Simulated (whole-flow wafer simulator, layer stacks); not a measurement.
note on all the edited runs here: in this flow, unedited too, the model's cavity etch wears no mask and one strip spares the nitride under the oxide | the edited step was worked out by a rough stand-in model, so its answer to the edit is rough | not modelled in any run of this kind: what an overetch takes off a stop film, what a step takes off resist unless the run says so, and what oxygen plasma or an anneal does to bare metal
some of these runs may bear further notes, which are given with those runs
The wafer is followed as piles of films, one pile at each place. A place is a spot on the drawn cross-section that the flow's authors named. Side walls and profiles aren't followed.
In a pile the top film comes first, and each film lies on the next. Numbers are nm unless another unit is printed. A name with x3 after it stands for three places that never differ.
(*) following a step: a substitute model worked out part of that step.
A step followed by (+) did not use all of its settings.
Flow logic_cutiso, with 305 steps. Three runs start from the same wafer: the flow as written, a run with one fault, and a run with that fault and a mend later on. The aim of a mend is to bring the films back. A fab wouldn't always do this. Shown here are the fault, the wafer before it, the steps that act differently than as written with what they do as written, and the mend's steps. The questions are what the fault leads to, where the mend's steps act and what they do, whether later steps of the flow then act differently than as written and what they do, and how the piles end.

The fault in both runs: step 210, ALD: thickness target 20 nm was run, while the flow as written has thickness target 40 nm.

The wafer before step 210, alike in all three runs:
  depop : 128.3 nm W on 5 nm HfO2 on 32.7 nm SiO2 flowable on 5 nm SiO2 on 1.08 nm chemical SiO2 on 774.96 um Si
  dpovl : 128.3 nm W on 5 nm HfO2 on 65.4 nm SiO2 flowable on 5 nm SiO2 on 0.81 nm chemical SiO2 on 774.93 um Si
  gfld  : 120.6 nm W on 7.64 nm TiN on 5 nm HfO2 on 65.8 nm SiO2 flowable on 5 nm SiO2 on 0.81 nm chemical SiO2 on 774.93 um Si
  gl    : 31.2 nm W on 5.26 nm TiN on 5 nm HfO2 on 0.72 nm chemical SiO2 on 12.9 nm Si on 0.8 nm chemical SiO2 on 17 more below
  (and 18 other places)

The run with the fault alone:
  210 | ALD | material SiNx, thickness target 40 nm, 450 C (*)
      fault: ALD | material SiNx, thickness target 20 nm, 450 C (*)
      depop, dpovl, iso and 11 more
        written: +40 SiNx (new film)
        fault: +20 SiNx (new film)
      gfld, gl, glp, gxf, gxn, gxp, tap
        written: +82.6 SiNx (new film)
        fault: +62.6 SiNx (new film)
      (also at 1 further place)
  Later steps of the flow acting differently than as written (not shown: 13 more steps that differ only slightly, by at most 2% or 0.5 nm, whichever is larger):
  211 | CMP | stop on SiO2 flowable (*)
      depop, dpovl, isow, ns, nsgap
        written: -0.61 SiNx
        fault: nothing
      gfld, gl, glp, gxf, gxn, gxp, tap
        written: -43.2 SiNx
        fault: -22.7 SiNx
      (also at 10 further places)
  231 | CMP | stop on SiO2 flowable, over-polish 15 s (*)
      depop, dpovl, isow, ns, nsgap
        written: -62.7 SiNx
        fault: -42.8 SiNx
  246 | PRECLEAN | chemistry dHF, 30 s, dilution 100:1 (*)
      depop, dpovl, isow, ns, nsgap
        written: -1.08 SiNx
        fault: -0.52 SiNx
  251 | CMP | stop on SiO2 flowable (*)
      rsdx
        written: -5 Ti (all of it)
        fault: -4.19 Ti
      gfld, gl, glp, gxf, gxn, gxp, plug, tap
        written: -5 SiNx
        fault: -4.44 SiNx
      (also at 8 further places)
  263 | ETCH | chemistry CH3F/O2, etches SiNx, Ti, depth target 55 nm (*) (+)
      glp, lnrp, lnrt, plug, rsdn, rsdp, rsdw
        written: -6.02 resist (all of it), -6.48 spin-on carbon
        fault: -6.02 resist (all of it), -7.26 spin-on carbon
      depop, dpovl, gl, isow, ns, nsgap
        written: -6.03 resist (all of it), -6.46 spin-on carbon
        fault: -6.03 resist (all of it), -7.24 spin-on carbon
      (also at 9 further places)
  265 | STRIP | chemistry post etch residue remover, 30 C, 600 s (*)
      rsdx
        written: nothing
        fault: -0.81 Ti (all of it)
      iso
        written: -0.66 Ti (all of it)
        fault: -1.23 Ti (all of it)
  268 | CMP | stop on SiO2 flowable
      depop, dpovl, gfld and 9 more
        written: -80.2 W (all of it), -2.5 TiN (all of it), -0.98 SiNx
        fault: -80.2 W (all of it), -2.5 TiN (all of it), -1.62 SiNx
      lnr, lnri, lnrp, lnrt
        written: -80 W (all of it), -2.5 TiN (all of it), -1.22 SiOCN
        fault: -80 W (all of it), -2.5 TiN (all of it), -1.85 SiOCN
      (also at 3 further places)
  At the end the piles are close to the flow's at the places that both follow, differing by at most 2% or 0.5 nm, whichever is larger.

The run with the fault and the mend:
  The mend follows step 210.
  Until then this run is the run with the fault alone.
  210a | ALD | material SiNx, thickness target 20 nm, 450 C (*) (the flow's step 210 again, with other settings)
      depop, dpovl, gfld and 19 more
        +20 SiNx
  Later steps of the flow acting differently than as written (not shown: 3 more steps that differ only slightly, by at most 2% or 0.5 nm, whichever is larger):
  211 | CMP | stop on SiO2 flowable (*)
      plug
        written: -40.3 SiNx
        mend: -37.7 SiNx
  At the end the piles are close to the flow's at the places that both follow, differing by at most 2% or 0.5 nm, whichever is larger.
